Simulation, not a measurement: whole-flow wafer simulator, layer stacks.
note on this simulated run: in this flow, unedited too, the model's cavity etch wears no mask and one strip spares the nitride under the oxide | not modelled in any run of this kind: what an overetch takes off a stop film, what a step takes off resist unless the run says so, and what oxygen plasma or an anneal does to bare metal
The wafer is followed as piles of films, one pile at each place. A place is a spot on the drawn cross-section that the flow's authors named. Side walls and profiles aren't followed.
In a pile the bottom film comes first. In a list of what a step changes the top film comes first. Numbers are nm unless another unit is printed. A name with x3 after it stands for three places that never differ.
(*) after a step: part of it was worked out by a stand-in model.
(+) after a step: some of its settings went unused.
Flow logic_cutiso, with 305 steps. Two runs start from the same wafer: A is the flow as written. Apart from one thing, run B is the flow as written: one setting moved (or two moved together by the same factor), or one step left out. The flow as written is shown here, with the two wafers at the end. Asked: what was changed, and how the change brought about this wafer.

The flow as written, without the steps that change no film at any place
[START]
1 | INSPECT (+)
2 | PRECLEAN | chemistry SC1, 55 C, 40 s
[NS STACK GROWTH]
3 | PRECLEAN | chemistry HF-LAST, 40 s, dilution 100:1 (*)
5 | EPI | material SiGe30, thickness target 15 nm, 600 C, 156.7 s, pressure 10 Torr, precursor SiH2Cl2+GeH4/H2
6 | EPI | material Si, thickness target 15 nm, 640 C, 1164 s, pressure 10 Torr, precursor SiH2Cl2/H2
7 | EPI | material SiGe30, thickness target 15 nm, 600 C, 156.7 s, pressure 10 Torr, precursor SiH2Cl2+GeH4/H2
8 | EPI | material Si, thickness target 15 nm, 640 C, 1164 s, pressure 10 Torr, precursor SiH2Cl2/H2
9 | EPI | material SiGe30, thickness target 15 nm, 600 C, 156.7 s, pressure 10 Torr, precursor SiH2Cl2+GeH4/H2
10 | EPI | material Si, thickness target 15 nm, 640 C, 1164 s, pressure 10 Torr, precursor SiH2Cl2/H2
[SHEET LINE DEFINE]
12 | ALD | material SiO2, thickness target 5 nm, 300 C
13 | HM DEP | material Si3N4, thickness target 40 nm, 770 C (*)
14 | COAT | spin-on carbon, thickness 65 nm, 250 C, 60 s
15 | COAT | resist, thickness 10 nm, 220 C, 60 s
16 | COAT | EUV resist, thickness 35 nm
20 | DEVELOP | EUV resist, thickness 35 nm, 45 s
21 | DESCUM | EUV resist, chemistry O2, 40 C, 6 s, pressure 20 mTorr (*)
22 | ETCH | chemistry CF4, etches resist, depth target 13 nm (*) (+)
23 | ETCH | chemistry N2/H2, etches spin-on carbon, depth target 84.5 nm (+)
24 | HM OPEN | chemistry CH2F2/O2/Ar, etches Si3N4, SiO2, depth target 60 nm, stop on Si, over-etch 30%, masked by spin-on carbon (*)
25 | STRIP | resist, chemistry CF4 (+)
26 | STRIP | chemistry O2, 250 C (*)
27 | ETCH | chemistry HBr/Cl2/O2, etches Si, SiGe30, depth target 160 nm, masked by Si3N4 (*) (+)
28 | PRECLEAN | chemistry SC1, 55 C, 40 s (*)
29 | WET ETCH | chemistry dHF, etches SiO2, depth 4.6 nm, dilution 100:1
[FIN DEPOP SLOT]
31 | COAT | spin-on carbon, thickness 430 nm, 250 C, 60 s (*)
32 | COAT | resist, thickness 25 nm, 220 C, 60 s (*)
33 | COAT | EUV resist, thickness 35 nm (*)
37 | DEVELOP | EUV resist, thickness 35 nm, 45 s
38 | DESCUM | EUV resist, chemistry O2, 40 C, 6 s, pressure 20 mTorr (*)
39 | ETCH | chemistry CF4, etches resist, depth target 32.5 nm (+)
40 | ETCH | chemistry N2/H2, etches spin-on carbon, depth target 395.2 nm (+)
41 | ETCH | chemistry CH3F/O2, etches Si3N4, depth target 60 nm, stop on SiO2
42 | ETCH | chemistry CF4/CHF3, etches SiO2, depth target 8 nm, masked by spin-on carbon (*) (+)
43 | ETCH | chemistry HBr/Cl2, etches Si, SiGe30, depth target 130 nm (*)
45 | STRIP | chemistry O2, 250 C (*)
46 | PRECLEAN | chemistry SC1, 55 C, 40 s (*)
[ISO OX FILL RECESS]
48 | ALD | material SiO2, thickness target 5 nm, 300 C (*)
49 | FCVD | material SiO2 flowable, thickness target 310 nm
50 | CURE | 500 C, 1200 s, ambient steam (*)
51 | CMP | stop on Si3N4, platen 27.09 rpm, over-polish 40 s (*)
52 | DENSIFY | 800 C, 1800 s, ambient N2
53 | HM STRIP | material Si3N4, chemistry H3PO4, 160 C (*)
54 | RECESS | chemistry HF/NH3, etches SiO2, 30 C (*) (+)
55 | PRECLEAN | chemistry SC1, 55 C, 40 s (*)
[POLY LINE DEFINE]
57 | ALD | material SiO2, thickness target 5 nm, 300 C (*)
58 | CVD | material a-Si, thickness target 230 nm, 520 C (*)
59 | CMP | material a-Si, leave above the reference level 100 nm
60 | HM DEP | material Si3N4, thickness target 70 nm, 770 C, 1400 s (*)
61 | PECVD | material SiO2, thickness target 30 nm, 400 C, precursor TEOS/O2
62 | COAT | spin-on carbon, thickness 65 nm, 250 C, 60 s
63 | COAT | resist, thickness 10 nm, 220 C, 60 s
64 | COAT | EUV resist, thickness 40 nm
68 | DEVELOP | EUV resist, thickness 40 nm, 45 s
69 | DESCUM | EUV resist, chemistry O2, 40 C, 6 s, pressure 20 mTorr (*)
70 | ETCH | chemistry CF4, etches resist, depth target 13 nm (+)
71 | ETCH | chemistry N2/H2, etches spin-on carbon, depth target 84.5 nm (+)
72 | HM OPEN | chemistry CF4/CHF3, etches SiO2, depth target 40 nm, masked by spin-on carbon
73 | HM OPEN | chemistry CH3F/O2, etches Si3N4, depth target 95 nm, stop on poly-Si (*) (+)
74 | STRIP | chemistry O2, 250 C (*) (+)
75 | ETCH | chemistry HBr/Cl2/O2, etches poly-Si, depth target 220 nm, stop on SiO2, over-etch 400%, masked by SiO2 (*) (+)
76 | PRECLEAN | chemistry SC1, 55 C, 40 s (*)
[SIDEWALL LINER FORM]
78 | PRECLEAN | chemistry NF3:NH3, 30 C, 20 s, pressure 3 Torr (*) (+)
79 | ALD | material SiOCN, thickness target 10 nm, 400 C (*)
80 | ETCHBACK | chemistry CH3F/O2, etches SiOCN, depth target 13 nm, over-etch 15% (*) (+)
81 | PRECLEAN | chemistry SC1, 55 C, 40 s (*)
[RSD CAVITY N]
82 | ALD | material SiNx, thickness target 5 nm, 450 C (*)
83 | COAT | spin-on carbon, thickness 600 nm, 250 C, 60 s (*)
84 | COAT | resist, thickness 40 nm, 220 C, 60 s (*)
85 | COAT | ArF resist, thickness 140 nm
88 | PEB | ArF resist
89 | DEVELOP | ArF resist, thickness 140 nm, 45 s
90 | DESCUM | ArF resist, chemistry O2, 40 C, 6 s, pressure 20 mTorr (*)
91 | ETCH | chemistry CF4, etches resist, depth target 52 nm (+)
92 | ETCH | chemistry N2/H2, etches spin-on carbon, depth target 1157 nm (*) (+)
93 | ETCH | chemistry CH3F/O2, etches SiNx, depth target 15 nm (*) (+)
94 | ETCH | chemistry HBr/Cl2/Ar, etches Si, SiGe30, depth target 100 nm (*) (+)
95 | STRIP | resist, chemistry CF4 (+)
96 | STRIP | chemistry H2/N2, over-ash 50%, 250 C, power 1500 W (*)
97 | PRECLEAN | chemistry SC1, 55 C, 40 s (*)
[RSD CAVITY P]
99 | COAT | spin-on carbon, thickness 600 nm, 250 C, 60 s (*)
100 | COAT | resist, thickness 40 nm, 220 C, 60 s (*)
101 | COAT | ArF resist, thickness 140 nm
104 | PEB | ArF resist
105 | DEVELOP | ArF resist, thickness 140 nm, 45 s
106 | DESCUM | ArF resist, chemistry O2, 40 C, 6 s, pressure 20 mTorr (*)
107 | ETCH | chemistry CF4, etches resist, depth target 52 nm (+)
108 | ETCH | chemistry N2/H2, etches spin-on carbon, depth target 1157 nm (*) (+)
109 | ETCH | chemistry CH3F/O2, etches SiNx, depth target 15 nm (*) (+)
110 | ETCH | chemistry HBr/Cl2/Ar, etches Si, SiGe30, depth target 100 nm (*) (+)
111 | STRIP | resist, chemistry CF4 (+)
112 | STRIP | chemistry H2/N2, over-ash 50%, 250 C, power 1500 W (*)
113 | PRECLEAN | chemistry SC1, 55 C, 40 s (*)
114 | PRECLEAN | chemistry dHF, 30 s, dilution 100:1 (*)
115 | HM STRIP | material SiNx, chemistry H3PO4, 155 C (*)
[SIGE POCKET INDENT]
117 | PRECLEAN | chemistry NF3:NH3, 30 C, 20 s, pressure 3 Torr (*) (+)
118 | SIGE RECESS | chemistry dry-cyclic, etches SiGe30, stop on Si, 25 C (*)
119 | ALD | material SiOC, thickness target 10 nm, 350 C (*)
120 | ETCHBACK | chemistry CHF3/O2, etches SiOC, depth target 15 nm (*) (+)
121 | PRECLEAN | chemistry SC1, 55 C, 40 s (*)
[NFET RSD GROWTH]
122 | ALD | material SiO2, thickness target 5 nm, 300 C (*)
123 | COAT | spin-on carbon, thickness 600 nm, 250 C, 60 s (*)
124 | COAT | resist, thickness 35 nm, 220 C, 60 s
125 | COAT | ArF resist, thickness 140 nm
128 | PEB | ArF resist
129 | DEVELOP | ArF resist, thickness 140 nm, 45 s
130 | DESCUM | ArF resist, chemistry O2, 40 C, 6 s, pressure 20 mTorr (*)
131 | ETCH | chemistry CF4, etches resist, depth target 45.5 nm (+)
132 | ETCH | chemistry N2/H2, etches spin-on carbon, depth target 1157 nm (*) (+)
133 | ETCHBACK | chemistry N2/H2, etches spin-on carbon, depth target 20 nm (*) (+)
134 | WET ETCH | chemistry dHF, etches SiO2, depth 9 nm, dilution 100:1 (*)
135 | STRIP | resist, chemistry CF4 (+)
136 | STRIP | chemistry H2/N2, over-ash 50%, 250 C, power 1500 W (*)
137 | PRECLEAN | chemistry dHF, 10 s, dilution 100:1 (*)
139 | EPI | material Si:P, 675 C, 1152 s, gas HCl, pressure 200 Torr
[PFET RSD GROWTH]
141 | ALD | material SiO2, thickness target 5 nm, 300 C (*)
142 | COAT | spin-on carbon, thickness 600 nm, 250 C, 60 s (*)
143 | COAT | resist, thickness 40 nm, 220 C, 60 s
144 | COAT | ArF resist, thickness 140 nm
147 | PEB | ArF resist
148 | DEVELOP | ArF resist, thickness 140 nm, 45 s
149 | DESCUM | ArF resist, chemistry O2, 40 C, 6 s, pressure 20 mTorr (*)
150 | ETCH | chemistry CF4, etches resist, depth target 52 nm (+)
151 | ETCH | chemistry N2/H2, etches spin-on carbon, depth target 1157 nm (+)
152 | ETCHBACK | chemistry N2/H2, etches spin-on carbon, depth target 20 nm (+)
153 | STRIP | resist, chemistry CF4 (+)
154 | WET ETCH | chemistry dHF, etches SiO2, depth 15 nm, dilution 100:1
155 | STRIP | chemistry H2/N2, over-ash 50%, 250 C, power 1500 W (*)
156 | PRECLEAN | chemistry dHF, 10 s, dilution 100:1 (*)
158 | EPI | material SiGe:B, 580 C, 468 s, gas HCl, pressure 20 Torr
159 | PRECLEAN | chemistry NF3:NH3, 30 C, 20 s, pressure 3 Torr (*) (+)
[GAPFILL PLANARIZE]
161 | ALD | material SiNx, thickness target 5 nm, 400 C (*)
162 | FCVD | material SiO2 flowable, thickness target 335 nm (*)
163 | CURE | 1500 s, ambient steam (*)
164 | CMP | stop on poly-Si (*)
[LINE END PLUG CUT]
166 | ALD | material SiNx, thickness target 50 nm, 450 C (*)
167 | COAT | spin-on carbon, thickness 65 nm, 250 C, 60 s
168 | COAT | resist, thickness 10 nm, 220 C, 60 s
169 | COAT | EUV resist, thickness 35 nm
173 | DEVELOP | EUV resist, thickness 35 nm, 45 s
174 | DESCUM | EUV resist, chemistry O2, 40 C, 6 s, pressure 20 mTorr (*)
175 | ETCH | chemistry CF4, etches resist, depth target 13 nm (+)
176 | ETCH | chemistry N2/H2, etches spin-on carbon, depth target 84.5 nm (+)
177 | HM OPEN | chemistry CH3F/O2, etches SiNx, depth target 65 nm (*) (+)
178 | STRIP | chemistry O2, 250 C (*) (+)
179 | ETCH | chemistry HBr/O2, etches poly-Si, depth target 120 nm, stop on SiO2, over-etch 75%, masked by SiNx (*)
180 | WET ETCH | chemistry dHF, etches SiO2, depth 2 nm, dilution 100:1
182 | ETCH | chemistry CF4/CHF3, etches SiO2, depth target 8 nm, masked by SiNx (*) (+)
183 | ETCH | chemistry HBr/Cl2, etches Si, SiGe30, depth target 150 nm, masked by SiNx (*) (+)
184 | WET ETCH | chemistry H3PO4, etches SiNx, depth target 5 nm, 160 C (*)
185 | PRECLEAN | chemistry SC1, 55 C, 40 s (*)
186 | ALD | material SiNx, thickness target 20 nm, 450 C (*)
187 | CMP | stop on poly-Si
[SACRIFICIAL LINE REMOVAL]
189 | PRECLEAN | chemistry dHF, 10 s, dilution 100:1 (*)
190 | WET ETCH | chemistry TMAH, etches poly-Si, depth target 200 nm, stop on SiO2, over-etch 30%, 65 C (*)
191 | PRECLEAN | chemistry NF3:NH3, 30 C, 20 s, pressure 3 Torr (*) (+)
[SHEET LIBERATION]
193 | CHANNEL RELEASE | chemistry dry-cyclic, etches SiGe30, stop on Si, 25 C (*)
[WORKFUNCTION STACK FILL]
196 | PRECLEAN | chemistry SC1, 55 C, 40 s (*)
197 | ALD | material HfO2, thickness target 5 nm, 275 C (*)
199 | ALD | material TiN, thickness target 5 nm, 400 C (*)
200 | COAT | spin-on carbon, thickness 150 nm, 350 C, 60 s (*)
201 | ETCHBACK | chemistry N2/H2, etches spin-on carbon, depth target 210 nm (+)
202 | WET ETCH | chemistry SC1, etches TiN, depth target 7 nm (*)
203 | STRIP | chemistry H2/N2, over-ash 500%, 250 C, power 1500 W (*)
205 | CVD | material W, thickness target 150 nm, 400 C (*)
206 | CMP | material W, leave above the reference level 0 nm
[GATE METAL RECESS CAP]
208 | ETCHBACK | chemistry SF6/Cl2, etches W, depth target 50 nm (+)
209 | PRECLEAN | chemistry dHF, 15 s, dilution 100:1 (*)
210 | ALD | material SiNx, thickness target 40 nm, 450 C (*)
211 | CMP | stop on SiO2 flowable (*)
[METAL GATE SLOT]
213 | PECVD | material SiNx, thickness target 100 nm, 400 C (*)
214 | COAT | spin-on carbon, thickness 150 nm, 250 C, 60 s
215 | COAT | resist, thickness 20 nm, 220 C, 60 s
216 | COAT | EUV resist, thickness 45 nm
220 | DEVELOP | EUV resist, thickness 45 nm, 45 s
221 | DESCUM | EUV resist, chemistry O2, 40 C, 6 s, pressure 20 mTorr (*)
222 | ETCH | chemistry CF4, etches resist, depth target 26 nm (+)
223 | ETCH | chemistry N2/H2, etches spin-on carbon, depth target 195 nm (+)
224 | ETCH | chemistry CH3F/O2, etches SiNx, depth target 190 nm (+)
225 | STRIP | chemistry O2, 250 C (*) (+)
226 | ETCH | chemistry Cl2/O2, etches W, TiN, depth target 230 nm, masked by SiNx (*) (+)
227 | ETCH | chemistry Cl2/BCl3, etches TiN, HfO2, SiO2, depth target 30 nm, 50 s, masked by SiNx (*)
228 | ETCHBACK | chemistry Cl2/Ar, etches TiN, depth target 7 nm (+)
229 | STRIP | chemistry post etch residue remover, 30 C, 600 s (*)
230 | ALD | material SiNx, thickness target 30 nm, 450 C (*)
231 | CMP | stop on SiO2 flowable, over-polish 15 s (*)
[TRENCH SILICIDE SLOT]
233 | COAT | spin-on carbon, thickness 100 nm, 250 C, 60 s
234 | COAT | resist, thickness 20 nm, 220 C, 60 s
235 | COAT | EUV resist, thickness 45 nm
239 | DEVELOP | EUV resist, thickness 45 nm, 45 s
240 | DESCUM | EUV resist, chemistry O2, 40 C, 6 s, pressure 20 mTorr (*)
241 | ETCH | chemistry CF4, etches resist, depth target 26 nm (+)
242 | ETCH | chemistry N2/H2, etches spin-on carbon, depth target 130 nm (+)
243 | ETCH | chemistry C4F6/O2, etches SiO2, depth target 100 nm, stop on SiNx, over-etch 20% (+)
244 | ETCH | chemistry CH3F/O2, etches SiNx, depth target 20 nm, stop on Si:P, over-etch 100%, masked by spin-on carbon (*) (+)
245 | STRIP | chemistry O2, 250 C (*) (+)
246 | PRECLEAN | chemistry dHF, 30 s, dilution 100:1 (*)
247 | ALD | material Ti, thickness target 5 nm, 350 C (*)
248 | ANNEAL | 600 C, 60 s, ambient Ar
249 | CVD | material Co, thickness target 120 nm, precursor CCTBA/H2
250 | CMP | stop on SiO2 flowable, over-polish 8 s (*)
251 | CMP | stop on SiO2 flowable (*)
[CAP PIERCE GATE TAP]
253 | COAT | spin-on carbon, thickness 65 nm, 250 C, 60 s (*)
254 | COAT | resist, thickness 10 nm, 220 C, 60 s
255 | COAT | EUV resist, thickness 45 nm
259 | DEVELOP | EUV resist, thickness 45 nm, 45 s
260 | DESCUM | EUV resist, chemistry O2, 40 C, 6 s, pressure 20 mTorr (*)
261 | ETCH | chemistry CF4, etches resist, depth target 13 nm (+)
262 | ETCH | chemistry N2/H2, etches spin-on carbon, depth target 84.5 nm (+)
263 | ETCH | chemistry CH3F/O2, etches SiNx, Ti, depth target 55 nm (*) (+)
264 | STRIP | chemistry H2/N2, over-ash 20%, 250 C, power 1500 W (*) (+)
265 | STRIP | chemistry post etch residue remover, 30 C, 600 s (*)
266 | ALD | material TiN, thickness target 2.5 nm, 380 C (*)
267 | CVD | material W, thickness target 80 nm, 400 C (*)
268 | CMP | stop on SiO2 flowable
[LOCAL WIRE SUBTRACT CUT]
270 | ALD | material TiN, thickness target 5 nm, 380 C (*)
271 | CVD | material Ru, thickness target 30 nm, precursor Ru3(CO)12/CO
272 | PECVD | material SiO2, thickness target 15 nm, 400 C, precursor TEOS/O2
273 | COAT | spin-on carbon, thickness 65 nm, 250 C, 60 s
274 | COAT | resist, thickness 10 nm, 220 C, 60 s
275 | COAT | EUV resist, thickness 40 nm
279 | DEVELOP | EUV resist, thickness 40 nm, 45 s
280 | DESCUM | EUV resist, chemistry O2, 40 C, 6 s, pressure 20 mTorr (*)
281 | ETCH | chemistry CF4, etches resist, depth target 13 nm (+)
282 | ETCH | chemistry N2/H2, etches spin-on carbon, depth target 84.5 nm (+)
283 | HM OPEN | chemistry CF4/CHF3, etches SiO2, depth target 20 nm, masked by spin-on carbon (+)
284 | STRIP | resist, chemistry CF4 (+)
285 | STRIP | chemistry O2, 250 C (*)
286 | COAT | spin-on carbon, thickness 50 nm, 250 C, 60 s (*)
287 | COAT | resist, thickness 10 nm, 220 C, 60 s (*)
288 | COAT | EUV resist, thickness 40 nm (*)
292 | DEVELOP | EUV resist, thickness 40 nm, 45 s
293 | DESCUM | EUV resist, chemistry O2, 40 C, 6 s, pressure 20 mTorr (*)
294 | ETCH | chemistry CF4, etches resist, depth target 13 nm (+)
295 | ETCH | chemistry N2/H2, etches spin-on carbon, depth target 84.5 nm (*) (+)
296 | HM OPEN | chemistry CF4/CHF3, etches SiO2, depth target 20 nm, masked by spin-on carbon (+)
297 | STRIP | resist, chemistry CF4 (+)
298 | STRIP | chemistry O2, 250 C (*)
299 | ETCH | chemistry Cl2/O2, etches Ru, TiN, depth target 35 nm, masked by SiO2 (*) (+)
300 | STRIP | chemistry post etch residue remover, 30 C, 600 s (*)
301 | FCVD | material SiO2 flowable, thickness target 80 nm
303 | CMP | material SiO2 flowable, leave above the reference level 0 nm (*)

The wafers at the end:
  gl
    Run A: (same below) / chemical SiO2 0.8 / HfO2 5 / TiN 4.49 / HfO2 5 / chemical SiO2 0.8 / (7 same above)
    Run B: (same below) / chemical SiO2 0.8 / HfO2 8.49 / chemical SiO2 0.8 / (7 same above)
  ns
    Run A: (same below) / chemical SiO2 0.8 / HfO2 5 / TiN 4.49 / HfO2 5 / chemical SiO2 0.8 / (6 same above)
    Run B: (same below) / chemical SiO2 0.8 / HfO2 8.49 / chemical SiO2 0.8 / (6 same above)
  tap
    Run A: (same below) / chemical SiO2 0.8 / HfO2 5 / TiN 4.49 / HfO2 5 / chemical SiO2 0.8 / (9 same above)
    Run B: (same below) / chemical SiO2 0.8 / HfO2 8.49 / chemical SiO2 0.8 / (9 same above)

The reason: step 9, EPI: thickness target 9 nm was run, whereas the flow has thickness target 15 nm; step 9, EPI: 94 s was run, where the flow has 156.7 s.

How this came from the change, step by step:
  9 | EPI | material SiGe30, thickness target 15 nm, 600 C, 156.7 s, pressure 10 Torr, precursor SiH2Cl2+GeH4/H2
      depop, dpovl, gfld and 19 more: A SiGe30 gains 15 (new film) | B SiGe30 gains 9 (new film)
  27 | ETCH | chemistry HBr/Cl2/O2, etches Si, SiGe30, depth target 160 nm, masked by Si3N4 (*) (+)
      gfld, gxf, iso, lnri: A chemical SiO2 loses 0.79 (all of it), Si loses 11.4 (all of it), SiGe30 loses 15 (all of it), Si loses 15 (all of it), SiGe30 loses 15 (all of it), Si loses 15 (all of it), SiGe30 loses 15 (all of it), Si loses 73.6 | B chemical SiO2 loses 0.79 (all of it), Si loses 11.4 (all of it), SiGe30 loses 9 (all of it), Si loses 15 (all of it), SiGe30 loses 15 (all of it), Si loses 15 (all of it), SiGe30 loses 15 (all of it), Si loses 79.6
      dpovl, nsgap: A chemical SiO2 loses 0.79 (all of it), Si loses 11.8 (all of it), SiGe30 loses 15 (all of it), Si loses 15 (all of it), SiGe30 loses 15 (all of it), Si loses 15 (all of it), SiGe30 loses 15 (all of it), Si loses 73.2 | B chemical SiO2 loses 0.79 (all of it), Si loses 11.8 (all of it), SiGe30 loses 9 (all of it), Si loses 15 (all of it), SiGe30 loses 15 (all of it), Si loses 15 (all of it), SiGe30 loses 15 (all of it), Si loses 79.2
      (and at 1 other place as well)
  43 | ETCH | chemistry HBr/Cl2, etches Si, SiGe30, depth target 130 nm (*)
      depop: A Si loses 14 (all of it), SiGe30 loses 15 (all of it), Si loses 15 (all of it), SiGe30 loses 15 (all of it), Si loses 15 (all of it), SiGe30 loses 15 (all of it), Si loses 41 | B Si loses 14 (all of it), SiGe30 loses 9 (all of it), Si loses 15 (all of it), SiGe30 loses 15 (all of it), Si loses 15 (all of it), SiGe30 loses 15 (all of it), Si loses 47
  94 | ETCH | chemistry HBr/Cl2/Ar, etches Si, SiGe30, depth target 100 nm (*) (+)
      rsdn, rsdx: A chemical SiO2 loses 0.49 (all of it), Si loses 12.8 (all of it), SiGe30 loses 15 (all of it), Si loses 15 (all of it), SiGe30 loses 15 (all of it), Si loses 15 (all of it), SiGe30 loses 15 (all of it), Si loses 12.2 | B chemical SiO2 loses 0.49 (all of it), Si loses 12.8 (all of it), SiGe30 loses 9 (all of it), Si loses 15 (all of it), SiGe30 loses 15 (all of it), Si loses 15 (all of it), SiGe30 loses 15 (all of it), Si loses 18.2
  110 | ETCH | chemistry HBr/Cl2/Ar, etches Si, SiGe30, depth target 100 nm (*) (+)
      rsdp, rsdw: A chemical SiO2 loses 0.49 (all of it), Si loses 12.8 (all of it), SiGe30 loses 15 (all of it), Si loses 15 (all of it), SiGe30 loses 15 (all of it), Si loses 15 (all of it), SiGe30 loses 15 (all of it), Si loses 12.2 | B chemical SiO2 loses 0.49 (all of it), Si loses 12.8 (all of it), SiGe30 loses 9 (all of it), Si loses 15 (all of it), SiGe30 loses 15 (all of it), Si loses 15 (all of it), SiGe30 loses 15 (all of it), Si loses 18.2
  118 | SIGE RECESS | chemistry dry-cyclic, etches SiGe30, stop on Si, 25 C (*)
      lnr, lnrp, lnrt: A SiOCN loses 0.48, Si loses 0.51, cavity gains 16 (new film), SiGe30 loses 15 (all of it), Si loses 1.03, cavity gains 16 (new film), SiGe30 loses 15 (all of it), Si loses 1.03, cavity gains 16 (new film), SiGe30 loses 15 (all of it), Si loses 0.51 | B SiOCN loses 0.48, Si loses 0.51, cavity gains 10 (new film), SiGe30 loses 9 (all of it), Si loses 1.03, cavity gains 16 (new film), SiGe30 loses 15 (all of it), Si loses 1.03, cavity gains 16 (new film), SiGe30 loses 15 (all of it), Si loses 0.51
  119 | ALD | material SiOC, thickness target 10 nm, 350 C (*)
      lnr, lnrp, lnrt: A SiOC gains 10 (new film), SiOC gains 16 (new film), cavity loses 16 (all of it), SiOC gains 16 (new film), cavity loses 16 (all of it), SiOC gains 16 (new film), cavity loses 16 (all of it) | B SiOC gains 10 (new film), SiOC gains 10 (new film), cavity loses 10 (all of it), SiOC gains 16 (new film), cavity loses 16 (all of it), SiOC gains 16 (new film), cavity loses 16 (all of it)
  183 | ETCH | chemistry HBr/Cl2, etches Si, SiGe30, depth target 150 nm, masked by SiNx (*) (+)
      plug: A Si loses 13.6 (all of it), SiGe30 loses 15 (all of it), Si loses 15 (all of it), SiGe30 loses 15 (all of it), Si loses 15 (all of it), SiGe30 loses 15 (all of it), Si loses 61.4 | B Si loses 13.6 (all of it), SiGe30 loses 9 (all of it), Si loses 15 (all of it), SiGe30 loses 15 (all of it), Si loses 15 (all of it), SiGe30 loses 15 (all of it), Si loses 67.4
  193 | CHANNEL RELEASE | chemistry dry-cyclic, etches SiGe30, stop on Si, 25 C (*)
      gl, glp, gxn, gxp, ns, tap: A chemical SiO2 gains 0.8 (new film), Si loses 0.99, chemical SiO2 gains 0.8 (new film), cavity gains 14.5 (new film), chemical SiO2 gains 0.8 (new film), SiGe30 loses 15 (all of it), Si loses 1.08, chemical SiO2 gains 0.8 (new film), cavity gains 14.5 (new film), chemical SiO2 gains 0.8 (new film), SiGe30 loses 15 (all of it), Si loses 1.08, chemical SiO2 gains 0.8 (new film), cavity gains 14.5 (new film), chemical SiO2 gains 0.8 (new film), SiGe30 loses 15 (all of it), Si loses 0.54 | B chemical SiO2 gains 0.8 (new film), Si loses 0.99, chemical SiO2 gains 0.8 (new film), cavity gains 8.49 (new film), chemical SiO2 gains 0.8 (new film), SiGe30 loses 9 (all of it), Si loses 1.08, chemical SiO2 gains 0.8 (new film), cavity gains 14.5 (new film), chemical SiO2 gains 0.8 (new film), SiGe30 loses 15 (all of it), Si loses 1.08, chemical SiO2 gains 0.8 (new film), cavity gains 14.5 (new film), chemical SiO2 gains 0.8 (new film), SiGe30 loses 15 (all of it), Si loses 0.54
  197 | ALD | material HfO2, thickness target 5 nm, 275 C (*)
      gl, glp, gxn, gxp, ns, tap: A HfO2 gains 5 (new film), HfO2 gains 5 (new film), cavity loses 10, HfO2 gains 5 (new film), HfO2 gains 5 (new film), cavity loses 10, HfO2 gains 5 (new film), HfO2 gains 5 (new film), cavity loses 10, HfO2 gains 5 (new film) | B HfO2 gains 5 (new film), HfO2 gains 8.49 (new film), cavity loses 8.49 (all of it), HfO2 gains 5 (new film), cavity loses 10, HfO2 gains 5 (new film), HfO2 gains 5 (new film), cavity loses 10, HfO2 gains 5 (new film)
  199 | ALD | material TiN, thickness target 5 nm, 400 C (*)
      gl, glp, tap: A TiN gains 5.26 (new film), TiN gains 4.49 (new film), cavity loses 4.49 (all of it), TiN gains 4.49 (new film), cavity loses 4.49 (all of it), TiN gains 4.49 (new film), cavity loses 4.49 (all of it) | B TiN gains 5.26 (new film), TiN gains 4.49 (new film), cavity loses 4.49 (all of it), TiN gains 4.49 (new film), cavity loses 4.49 (all of it)
      gxn, gxp, ns: A TiN gains 5 (new film), TiN gains 4.49 (new film), cavity loses 4.49 (all of it), TiN gains 4.49 (new film), cavity loses 4.49 (all of it), TiN gains 4.49 (new film), cavity loses 4.49 (all of it) | B TiN gains 5 (new film), TiN gains 4.49 (new film), cavity loses 4.49 (all of it), TiN gains 4.49 (new film), cavity loses 4.49 (all of it)
With metal films that touch counted as one body, gl has 3 bodies (between them, from the top down: HfO2 5 / chemical SiO2 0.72 / Si 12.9 / chemical SiO2 0.8 / HfO2 8.49 / chemical SiO2 0.8 / Si 13.9 / chemical SiO2 0.8 / HfO2 5; HfO2 5 / chemical SiO2 0.8 / Si 13.9 / chemical SiO2 0.8 / HfO2 5); the flow as written gives 4 bodies (between them, from the top down: HfO2 5 / chemical SiO2 0.72 / Si 12.9 / chemical SiO2 0.8 / HfO2 5; HfO2 5 / chemical SiO2 0.8 / Si 13.9 / chemical SiO2 0.8 / HfO2 5; HfO2 5 / chemical SiO2 0.8 / Si 13.9 / chemical SiO2 0.8 / HfO2 5).
With metal films that touch counted as one body, ns has 3 bodies (between them, from the top down: HfO2 5 / chemical SiO2 0.72 / Si 12.9 / chemical SiO2 0.8 / HfO2 8.49 / chemical SiO2 0.8 / Si 13.9 / chemical SiO2 0.8 / HfO2 5; HfO2 5 / chemical SiO2 0.8 / Si 13.9 / chemical SiO2 0.8 / HfO2 5); the flow as written gives 4 bodies (between them, from the top down: HfO2 5 / chemical SiO2 0.72 / Si 12.9 / chemical SiO2 0.8 / HfO2 5; HfO2 5 / chemical SiO2 0.8 / Si 13.9 / chemical SiO2 0.8 / HfO2 5; HfO2 5 / chemical SiO2 0.8 / Si 13.9 / chemical SiO2 0.8 / HfO2 5).
With metal films that touch counted as one body, tap has 3 bodies (between them, from the top down: HfO2 5 / chemical SiO2 0.72 / Si 12.9 / chemical SiO2 0.8 / HfO2 8.49 / chemical SiO2 0.8 / Si 13.9 / chemical SiO2 0.8 / HfO2 5; HfO2 5 / chemical SiO2 0.8 / Si 13.9 / chemical SiO2 0.8 / HfO2 5); the flow as written gives 4 bodies (between them, from the top down: HfO2 5 / chemical SiO2 0.72 / Si 12.9 / chemical SiO2 0.8 / HfO2 5; HfO2 5 / chemical SiO2 0.8 / Si 13.9 / chemical SiO2 0.8 / HfO2 5; HfO2 5 / chemical SiO2 0.8 / Si 13.9 / chemical SiO2 0.8 / HfO2 5).
